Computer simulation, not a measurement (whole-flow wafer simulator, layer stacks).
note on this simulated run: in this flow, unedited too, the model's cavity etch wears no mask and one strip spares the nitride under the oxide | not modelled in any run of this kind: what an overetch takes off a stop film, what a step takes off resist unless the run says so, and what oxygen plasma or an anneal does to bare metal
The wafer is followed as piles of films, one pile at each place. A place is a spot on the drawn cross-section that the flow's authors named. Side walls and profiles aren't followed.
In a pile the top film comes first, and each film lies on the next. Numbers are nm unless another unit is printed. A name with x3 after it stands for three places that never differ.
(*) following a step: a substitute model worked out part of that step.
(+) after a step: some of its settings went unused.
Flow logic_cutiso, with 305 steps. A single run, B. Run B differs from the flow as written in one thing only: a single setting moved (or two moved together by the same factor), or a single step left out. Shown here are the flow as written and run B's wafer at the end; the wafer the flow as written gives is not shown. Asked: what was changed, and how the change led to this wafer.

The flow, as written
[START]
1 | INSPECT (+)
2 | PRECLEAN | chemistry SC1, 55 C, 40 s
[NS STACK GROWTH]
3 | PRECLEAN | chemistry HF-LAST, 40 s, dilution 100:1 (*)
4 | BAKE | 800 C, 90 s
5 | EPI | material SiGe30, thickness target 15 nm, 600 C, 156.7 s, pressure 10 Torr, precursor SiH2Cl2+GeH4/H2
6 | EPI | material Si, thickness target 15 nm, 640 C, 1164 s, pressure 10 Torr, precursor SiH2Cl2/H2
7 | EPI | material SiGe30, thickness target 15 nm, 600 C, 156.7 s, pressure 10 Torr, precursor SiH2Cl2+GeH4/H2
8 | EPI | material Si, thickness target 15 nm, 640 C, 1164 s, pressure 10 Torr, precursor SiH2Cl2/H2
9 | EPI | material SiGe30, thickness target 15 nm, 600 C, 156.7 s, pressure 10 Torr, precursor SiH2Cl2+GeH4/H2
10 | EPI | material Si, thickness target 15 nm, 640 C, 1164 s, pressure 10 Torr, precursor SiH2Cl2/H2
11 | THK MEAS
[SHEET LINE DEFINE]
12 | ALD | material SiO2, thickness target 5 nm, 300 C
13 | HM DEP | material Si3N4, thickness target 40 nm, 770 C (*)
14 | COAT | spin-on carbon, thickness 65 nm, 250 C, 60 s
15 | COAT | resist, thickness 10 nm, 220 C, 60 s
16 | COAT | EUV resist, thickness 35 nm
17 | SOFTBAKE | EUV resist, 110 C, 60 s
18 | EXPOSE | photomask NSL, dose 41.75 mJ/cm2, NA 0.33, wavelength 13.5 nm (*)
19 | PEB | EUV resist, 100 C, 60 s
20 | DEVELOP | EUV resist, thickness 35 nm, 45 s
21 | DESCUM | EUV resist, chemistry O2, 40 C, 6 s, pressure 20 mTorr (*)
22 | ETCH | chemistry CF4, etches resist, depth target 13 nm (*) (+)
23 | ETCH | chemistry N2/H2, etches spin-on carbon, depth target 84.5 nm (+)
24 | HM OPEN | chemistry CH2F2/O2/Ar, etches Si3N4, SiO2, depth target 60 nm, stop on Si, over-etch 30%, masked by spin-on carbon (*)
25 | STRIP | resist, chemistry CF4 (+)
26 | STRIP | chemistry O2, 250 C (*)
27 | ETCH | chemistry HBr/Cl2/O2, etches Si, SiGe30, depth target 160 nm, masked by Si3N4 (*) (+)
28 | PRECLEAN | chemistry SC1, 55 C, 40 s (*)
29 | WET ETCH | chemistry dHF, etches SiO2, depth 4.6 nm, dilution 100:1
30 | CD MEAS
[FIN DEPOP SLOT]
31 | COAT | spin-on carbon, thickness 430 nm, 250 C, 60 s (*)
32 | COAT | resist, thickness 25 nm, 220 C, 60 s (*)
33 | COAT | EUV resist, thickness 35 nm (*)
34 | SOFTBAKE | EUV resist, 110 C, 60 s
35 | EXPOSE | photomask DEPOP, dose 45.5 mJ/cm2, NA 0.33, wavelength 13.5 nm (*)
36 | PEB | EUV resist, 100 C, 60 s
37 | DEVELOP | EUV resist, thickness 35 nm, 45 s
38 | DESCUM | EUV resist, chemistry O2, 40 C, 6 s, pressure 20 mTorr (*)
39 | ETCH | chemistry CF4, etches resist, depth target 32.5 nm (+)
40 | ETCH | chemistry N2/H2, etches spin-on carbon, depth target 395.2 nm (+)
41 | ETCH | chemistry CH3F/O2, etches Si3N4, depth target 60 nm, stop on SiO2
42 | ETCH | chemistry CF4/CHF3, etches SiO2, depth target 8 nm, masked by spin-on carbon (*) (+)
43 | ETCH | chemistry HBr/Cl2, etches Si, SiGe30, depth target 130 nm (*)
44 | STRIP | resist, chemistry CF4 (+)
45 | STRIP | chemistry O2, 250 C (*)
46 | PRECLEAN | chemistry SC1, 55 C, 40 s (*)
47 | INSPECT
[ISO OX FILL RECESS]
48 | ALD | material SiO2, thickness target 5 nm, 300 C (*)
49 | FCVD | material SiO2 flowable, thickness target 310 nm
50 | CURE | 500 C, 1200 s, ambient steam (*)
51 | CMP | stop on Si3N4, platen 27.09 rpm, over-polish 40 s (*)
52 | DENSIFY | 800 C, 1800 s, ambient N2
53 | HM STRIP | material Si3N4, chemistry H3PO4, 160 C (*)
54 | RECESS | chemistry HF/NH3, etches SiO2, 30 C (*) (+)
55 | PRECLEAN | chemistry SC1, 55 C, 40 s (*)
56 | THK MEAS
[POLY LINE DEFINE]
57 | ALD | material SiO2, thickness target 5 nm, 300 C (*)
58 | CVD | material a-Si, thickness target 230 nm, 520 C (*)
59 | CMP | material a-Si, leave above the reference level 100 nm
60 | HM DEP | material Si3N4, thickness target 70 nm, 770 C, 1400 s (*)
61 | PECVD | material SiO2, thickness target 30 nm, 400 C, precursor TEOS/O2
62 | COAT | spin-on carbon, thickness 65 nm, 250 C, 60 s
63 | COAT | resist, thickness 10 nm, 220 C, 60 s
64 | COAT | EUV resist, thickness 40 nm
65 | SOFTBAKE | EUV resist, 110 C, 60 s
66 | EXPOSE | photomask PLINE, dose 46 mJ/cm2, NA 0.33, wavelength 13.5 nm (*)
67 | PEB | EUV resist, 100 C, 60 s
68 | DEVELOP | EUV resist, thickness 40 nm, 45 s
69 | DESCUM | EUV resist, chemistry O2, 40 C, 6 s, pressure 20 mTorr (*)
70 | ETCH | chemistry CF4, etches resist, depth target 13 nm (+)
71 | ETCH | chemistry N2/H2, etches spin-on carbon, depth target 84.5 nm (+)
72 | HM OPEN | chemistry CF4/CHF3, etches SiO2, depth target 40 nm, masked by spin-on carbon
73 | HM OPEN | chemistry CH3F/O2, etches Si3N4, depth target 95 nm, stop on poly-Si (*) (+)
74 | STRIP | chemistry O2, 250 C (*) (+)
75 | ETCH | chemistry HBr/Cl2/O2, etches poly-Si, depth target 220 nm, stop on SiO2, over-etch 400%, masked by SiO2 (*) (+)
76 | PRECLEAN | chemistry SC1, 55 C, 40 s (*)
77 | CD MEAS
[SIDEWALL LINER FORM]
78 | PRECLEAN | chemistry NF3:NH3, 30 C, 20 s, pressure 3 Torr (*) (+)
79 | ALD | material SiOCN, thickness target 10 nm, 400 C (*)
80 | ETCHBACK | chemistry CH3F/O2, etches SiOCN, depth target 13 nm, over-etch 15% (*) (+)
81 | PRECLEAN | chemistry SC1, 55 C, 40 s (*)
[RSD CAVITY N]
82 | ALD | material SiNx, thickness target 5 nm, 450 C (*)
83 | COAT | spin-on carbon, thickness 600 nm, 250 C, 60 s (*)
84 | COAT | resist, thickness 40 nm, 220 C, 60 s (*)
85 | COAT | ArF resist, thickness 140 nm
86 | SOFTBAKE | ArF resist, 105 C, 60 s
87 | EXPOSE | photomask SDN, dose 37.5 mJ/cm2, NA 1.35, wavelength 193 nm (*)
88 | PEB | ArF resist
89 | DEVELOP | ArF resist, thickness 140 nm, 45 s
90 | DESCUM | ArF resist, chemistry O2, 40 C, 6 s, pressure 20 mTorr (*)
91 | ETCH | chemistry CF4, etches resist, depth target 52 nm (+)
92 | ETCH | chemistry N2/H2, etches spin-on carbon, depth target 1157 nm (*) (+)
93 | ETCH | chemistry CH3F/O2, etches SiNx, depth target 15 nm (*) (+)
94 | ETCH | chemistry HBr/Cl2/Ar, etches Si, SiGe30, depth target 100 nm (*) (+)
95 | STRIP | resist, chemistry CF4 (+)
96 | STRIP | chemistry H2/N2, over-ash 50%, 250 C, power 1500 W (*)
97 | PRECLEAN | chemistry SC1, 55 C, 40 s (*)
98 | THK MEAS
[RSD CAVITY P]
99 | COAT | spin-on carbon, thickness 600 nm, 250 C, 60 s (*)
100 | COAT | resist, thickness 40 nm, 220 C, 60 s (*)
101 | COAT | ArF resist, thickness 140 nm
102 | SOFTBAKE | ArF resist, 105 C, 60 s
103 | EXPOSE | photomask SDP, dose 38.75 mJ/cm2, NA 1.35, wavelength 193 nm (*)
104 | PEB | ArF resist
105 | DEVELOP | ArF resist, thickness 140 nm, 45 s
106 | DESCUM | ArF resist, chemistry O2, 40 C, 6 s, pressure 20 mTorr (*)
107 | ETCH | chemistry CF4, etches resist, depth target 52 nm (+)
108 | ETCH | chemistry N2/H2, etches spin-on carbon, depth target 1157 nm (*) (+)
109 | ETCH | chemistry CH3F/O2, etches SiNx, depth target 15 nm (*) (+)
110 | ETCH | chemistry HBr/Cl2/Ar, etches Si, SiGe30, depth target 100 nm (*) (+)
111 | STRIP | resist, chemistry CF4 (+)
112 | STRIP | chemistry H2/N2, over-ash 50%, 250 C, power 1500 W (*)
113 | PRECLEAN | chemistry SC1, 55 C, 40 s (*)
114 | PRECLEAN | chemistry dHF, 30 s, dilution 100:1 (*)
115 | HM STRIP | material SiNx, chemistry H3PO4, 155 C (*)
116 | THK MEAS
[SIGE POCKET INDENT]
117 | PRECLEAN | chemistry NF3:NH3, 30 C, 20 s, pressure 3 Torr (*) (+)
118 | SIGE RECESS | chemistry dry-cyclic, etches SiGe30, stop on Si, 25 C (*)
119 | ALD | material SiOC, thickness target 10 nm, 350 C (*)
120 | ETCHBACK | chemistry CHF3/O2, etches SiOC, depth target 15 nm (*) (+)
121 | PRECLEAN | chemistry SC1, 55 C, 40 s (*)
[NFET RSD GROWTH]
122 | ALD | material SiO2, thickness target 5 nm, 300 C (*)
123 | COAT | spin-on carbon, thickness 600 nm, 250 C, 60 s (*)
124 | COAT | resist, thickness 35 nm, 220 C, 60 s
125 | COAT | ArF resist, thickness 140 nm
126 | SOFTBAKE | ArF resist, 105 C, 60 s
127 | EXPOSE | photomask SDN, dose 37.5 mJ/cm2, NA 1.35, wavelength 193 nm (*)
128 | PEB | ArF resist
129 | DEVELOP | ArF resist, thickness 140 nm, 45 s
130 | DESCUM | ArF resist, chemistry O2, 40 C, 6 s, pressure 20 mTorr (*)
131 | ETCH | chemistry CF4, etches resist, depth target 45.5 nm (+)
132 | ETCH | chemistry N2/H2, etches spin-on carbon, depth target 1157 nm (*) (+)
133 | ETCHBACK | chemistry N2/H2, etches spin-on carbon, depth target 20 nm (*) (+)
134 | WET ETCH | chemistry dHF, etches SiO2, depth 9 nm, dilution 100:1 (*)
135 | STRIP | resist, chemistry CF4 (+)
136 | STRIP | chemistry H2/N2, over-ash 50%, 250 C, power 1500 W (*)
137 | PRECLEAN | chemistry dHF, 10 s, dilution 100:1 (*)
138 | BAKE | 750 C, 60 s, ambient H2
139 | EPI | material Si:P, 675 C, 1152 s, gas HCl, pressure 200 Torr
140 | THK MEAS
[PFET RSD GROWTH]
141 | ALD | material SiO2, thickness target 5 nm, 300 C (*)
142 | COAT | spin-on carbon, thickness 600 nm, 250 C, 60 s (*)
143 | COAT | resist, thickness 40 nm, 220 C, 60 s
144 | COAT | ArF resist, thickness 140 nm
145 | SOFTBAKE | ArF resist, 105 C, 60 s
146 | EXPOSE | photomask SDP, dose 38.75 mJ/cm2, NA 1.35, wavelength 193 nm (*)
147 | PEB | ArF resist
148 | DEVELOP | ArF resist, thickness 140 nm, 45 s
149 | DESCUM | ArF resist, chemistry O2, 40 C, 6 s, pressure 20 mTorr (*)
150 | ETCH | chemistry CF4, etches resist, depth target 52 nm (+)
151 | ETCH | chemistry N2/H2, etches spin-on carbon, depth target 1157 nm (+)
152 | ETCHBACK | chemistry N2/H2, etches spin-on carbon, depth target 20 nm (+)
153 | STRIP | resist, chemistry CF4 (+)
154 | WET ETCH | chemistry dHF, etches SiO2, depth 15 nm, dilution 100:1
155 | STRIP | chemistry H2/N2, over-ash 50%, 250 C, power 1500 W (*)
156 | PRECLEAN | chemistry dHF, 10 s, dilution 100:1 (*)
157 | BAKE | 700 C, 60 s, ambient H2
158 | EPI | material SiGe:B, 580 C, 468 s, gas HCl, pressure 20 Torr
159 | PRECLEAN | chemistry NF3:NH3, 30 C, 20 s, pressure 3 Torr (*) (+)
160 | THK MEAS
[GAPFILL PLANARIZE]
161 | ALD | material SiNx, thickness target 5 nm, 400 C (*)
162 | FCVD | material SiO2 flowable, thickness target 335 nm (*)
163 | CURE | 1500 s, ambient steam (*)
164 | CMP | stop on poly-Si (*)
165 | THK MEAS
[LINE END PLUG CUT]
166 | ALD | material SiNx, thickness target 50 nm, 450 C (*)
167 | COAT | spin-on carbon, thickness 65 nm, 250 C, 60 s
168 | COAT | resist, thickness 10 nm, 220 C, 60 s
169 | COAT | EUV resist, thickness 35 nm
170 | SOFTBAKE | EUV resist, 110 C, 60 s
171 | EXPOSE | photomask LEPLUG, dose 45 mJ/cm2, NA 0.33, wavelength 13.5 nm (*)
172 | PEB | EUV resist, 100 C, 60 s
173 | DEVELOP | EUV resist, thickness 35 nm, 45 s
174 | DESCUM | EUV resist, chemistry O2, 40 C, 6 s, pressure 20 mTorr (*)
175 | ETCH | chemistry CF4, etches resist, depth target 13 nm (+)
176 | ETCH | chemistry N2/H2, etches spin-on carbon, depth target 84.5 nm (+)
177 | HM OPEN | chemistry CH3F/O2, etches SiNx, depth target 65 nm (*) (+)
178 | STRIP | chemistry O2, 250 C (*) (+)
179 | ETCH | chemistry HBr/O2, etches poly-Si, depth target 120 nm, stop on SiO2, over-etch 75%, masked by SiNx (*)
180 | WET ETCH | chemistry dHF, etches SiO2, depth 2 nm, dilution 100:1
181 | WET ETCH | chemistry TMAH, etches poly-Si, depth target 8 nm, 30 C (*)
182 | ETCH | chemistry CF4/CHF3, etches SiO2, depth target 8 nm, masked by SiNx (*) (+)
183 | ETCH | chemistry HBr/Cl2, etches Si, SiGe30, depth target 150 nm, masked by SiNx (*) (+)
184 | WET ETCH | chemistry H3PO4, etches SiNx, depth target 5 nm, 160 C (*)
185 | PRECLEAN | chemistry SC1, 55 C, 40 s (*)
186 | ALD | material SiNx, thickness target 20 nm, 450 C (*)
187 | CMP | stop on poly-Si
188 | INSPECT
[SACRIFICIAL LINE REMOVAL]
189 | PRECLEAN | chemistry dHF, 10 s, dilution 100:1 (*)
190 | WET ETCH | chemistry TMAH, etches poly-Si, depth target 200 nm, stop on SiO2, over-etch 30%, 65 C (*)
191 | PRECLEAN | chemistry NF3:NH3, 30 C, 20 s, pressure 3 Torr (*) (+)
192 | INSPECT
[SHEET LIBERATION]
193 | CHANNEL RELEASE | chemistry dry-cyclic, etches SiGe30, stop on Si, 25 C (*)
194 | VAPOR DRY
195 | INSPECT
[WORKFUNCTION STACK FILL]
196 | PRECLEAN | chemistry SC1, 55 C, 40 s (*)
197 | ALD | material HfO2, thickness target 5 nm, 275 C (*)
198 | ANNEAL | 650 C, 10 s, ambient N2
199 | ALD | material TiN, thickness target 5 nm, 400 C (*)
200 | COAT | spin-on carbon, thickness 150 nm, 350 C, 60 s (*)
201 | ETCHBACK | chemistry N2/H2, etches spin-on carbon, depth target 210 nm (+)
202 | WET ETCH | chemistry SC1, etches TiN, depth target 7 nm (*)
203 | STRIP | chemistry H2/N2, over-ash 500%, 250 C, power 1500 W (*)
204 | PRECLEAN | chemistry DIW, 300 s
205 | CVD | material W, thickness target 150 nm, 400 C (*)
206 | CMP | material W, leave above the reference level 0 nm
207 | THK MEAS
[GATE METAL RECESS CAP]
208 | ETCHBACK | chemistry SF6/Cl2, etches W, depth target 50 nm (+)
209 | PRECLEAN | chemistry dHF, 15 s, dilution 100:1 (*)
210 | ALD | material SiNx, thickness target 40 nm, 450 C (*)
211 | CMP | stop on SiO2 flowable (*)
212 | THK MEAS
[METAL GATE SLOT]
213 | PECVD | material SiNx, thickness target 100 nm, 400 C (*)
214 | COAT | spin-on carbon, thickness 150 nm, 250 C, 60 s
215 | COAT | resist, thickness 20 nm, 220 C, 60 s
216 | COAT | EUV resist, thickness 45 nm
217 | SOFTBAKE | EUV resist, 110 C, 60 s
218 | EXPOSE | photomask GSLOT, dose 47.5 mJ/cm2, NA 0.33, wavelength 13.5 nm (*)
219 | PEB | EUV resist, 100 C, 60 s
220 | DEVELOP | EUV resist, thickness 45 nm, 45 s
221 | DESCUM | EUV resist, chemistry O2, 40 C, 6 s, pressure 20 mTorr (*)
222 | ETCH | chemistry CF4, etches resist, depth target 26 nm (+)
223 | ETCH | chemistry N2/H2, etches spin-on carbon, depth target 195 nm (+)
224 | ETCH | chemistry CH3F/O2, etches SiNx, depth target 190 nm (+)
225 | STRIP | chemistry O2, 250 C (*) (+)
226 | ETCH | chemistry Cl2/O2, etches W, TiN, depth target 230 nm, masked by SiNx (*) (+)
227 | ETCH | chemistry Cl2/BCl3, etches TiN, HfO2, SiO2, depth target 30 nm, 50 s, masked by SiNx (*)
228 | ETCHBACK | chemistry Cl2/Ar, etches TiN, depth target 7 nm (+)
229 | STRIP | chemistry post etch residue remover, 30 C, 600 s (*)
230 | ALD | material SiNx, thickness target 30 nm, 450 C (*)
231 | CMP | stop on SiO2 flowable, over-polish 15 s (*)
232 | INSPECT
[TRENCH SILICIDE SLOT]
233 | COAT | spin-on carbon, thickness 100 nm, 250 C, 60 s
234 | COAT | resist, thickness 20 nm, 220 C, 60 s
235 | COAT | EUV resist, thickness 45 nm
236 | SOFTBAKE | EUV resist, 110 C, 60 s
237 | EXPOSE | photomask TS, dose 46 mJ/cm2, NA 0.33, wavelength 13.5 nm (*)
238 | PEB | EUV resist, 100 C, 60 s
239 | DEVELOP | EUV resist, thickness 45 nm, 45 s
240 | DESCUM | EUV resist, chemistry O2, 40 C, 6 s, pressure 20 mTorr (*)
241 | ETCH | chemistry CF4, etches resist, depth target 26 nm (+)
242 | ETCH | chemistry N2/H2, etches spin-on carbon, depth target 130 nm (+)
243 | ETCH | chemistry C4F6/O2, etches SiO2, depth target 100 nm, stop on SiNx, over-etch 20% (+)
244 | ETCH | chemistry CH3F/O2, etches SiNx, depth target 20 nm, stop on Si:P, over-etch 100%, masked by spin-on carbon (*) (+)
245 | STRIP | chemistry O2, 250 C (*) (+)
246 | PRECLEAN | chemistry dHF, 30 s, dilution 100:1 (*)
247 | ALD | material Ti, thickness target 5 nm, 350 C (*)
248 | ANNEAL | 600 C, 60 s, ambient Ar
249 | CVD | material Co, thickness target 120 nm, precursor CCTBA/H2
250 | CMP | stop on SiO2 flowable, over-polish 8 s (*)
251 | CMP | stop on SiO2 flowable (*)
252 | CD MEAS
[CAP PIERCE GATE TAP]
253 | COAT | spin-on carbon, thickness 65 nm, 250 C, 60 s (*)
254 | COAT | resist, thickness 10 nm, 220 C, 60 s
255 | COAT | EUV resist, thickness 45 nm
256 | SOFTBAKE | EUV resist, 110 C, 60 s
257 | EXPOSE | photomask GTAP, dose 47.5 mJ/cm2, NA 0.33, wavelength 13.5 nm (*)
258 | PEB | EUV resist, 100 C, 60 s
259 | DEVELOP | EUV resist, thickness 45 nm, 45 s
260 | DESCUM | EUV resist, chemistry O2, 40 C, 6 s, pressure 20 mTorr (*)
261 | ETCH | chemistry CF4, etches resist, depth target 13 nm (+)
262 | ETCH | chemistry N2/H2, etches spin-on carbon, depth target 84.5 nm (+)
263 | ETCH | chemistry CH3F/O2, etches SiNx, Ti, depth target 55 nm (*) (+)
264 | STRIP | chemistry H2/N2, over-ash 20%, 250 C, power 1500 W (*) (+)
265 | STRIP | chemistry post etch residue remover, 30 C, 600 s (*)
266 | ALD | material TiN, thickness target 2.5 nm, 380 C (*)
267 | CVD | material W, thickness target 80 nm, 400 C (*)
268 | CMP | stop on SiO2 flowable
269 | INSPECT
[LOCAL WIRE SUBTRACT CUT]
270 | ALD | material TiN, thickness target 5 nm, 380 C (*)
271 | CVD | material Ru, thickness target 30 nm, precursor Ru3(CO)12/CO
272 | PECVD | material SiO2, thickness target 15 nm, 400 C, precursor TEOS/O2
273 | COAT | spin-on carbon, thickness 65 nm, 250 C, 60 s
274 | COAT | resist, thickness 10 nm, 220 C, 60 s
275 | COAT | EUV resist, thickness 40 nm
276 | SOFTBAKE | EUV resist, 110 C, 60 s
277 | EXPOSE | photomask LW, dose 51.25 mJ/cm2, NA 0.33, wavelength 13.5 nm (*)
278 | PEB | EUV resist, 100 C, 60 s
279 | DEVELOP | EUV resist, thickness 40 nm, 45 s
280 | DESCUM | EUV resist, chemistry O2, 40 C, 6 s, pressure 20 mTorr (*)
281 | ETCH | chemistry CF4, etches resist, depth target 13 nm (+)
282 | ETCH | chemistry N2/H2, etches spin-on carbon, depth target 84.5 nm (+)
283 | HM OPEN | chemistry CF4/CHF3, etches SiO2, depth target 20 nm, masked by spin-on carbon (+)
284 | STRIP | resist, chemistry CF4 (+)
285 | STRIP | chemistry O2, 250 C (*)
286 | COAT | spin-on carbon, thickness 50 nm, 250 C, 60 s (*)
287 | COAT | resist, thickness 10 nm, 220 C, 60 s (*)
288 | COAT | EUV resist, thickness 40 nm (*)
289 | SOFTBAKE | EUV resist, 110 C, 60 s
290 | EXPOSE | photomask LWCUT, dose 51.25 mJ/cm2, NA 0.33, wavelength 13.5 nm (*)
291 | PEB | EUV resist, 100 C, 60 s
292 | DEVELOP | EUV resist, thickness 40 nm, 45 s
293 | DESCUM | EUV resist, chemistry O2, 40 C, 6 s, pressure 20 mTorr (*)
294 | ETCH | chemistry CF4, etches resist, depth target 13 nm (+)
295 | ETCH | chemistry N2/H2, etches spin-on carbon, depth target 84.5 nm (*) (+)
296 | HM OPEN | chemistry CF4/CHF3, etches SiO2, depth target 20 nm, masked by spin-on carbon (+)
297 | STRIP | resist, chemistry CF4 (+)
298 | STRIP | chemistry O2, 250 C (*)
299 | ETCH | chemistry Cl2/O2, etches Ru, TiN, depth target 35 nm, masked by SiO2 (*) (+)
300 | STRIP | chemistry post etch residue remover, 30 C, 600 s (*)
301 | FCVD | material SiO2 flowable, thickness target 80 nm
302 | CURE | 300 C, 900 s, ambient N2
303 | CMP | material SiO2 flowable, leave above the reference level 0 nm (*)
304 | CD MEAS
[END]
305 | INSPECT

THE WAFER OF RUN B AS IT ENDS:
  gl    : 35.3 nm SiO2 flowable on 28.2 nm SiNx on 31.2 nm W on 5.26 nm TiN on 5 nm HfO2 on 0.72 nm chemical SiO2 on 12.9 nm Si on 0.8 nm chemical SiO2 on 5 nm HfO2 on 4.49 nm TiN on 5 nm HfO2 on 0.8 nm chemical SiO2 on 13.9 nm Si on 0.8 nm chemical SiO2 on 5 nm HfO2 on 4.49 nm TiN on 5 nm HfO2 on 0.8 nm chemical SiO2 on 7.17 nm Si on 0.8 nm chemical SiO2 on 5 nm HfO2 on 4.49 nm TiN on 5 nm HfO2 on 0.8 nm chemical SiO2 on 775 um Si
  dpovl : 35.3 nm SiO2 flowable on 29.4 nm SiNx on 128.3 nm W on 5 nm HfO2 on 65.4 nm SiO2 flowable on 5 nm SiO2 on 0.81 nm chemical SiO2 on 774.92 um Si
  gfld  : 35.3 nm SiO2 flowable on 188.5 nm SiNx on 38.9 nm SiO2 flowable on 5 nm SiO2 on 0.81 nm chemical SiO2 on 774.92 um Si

The reason: step 6, EPI: 640.4 s was run, though the flow has 1164 s.

The path from the change to this, step by step:
  6 | EPI | material Si, thickness target 15 nm, 640 C, 1164 s, pressure 10 Torr, precursor SiH2Cl2/H2
      depop, dpovl, gfld and 19 more: +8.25 Si (new film) (as written it would have been: +15 Si (new film))
  27 | ETCH | chemistry HBr/Cl2/O2, etches Si, SiGe30, depth target 160 nm, masked by Si3N4 (*) (+)
      gfld, gxf, iso, lnri: -0.79 chemical SiO2 (all of it), -11.4 Si (all of it), -15 SiGe30 (all of it), -15 Si (all of it), -15 SiGe30 (all of it), -8.25 Si (all of it), -15 SiGe30 (all of it), -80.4 Si (as written it would have been: -0.79 chemical SiO2 (all of it), -11.4 Si (all of it), -15 SiGe30 (all of it), -15 Si (all of it), -15 SiGe30 (all of it), -15 Si (all of it), -15 SiGe30 (all of it), -73.6 Si)
      dpovl, nsgap: -0.79 chemical SiO2 (all of it), -11.8 Si (all of it), -15 SiGe30 (all of it), -15 Si (all of it), -15 SiGe30 (all of it), -8.25 Si (all of it), -15 SiGe30 (all of it), -80 Si (as written it would have been: -0.79 chemical SiO2 (all of it), -11.8 Si (all of it), -15 SiGe30 (all of it), -15 Si (all of it), -15 SiGe30 (all of it), -15 Si (all of it), -15 SiGe30 (all of it), -73.2 Si)
      (as well as at 1 more place)
  43 | ETCH | chemistry HBr/Cl2, etches Si, SiGe30, depth target 130 nm (*)
      depop: -14 Si (all of it), -15 SiGe30 (all of it), -15 Si (all of it), -15 SiGe30 (all of it), -8.25 Si (all of it), -15 SiGe30 (all of it), -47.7 Si (as written it would have been: -14 Si (all of it), -15 SiGe30 (all of it), -15 Si (all of it), -15 SiGe30 (all of it), -15 Si (all of it), -15 SiGe30 (all of it), -41 Si)
  94 | ETCH | chemistry HBr/Cl2/Ar, etches Si, SiGe30, depth target 100 nm (*) (+)
      rsdn, rsdx: -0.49 chemical SiO2 (all of it), -12.8 Si (all of it), -15 SiGe30 (all of it), -15 Si (all of it), -15 SiGe30 (all of it), -8.25 Si (all of it), -15 SiGe30 (all of it), -18.9 Si (as written it would have been: -0.49 chemical SiO2 (all of it), -12.8 Si (all of it), -15 SiGe30 (all of it), -15 Si (all of it), -15 SiGe30 (all of it), -15 Si (all of it), -15 SiGe30 (all of it), -12.2 Si)
  110 | ETCH | chemistry HBr/Cl2/Ar, etches Si, SiGe30, depth target 100 nm (*) (+)
      rsdp, rsdw: -0.49 chemical SiO2 (all of it), -12.8 Si (all of it), -15 SiGe30 (all of it), -15 Si (all of it), -15 SiGe30 (all of it), -8.25 Si (all of it), -15 SiGe30 (all of it), -18.9 Si (as written it would have been: -0.49 chemical SiO2 (all of it), -12.8 Si (all of it), -15 SiGe30 (all of it), -15 Si (all of it), -15 SiGe30 (all of it), -15 Si (all of it), -15 SiGe30 (all of it), -12.2 Si)
  183 | ETCH | chemistry HBr/Cl2, etches Si, SiGe30, depth target 150 nm, masked by SiNx (*) (+)
      plug: -13.6 Si (all of it), -15 SiGe30 (all of it), -15 Si (all of it), -15 SiGe30 (all of it), -8.25 Si (all of it), -15 SiGe30 (all of it), -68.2 Si (as written it would have been: -13.6 Si (all of it), -15 SiGe30 (all of it), -15 Si (all of it), -15 SiGe30 (all of it), -15 Si (all of it), -15 SiGe30 (all of it), -61.4 Si)
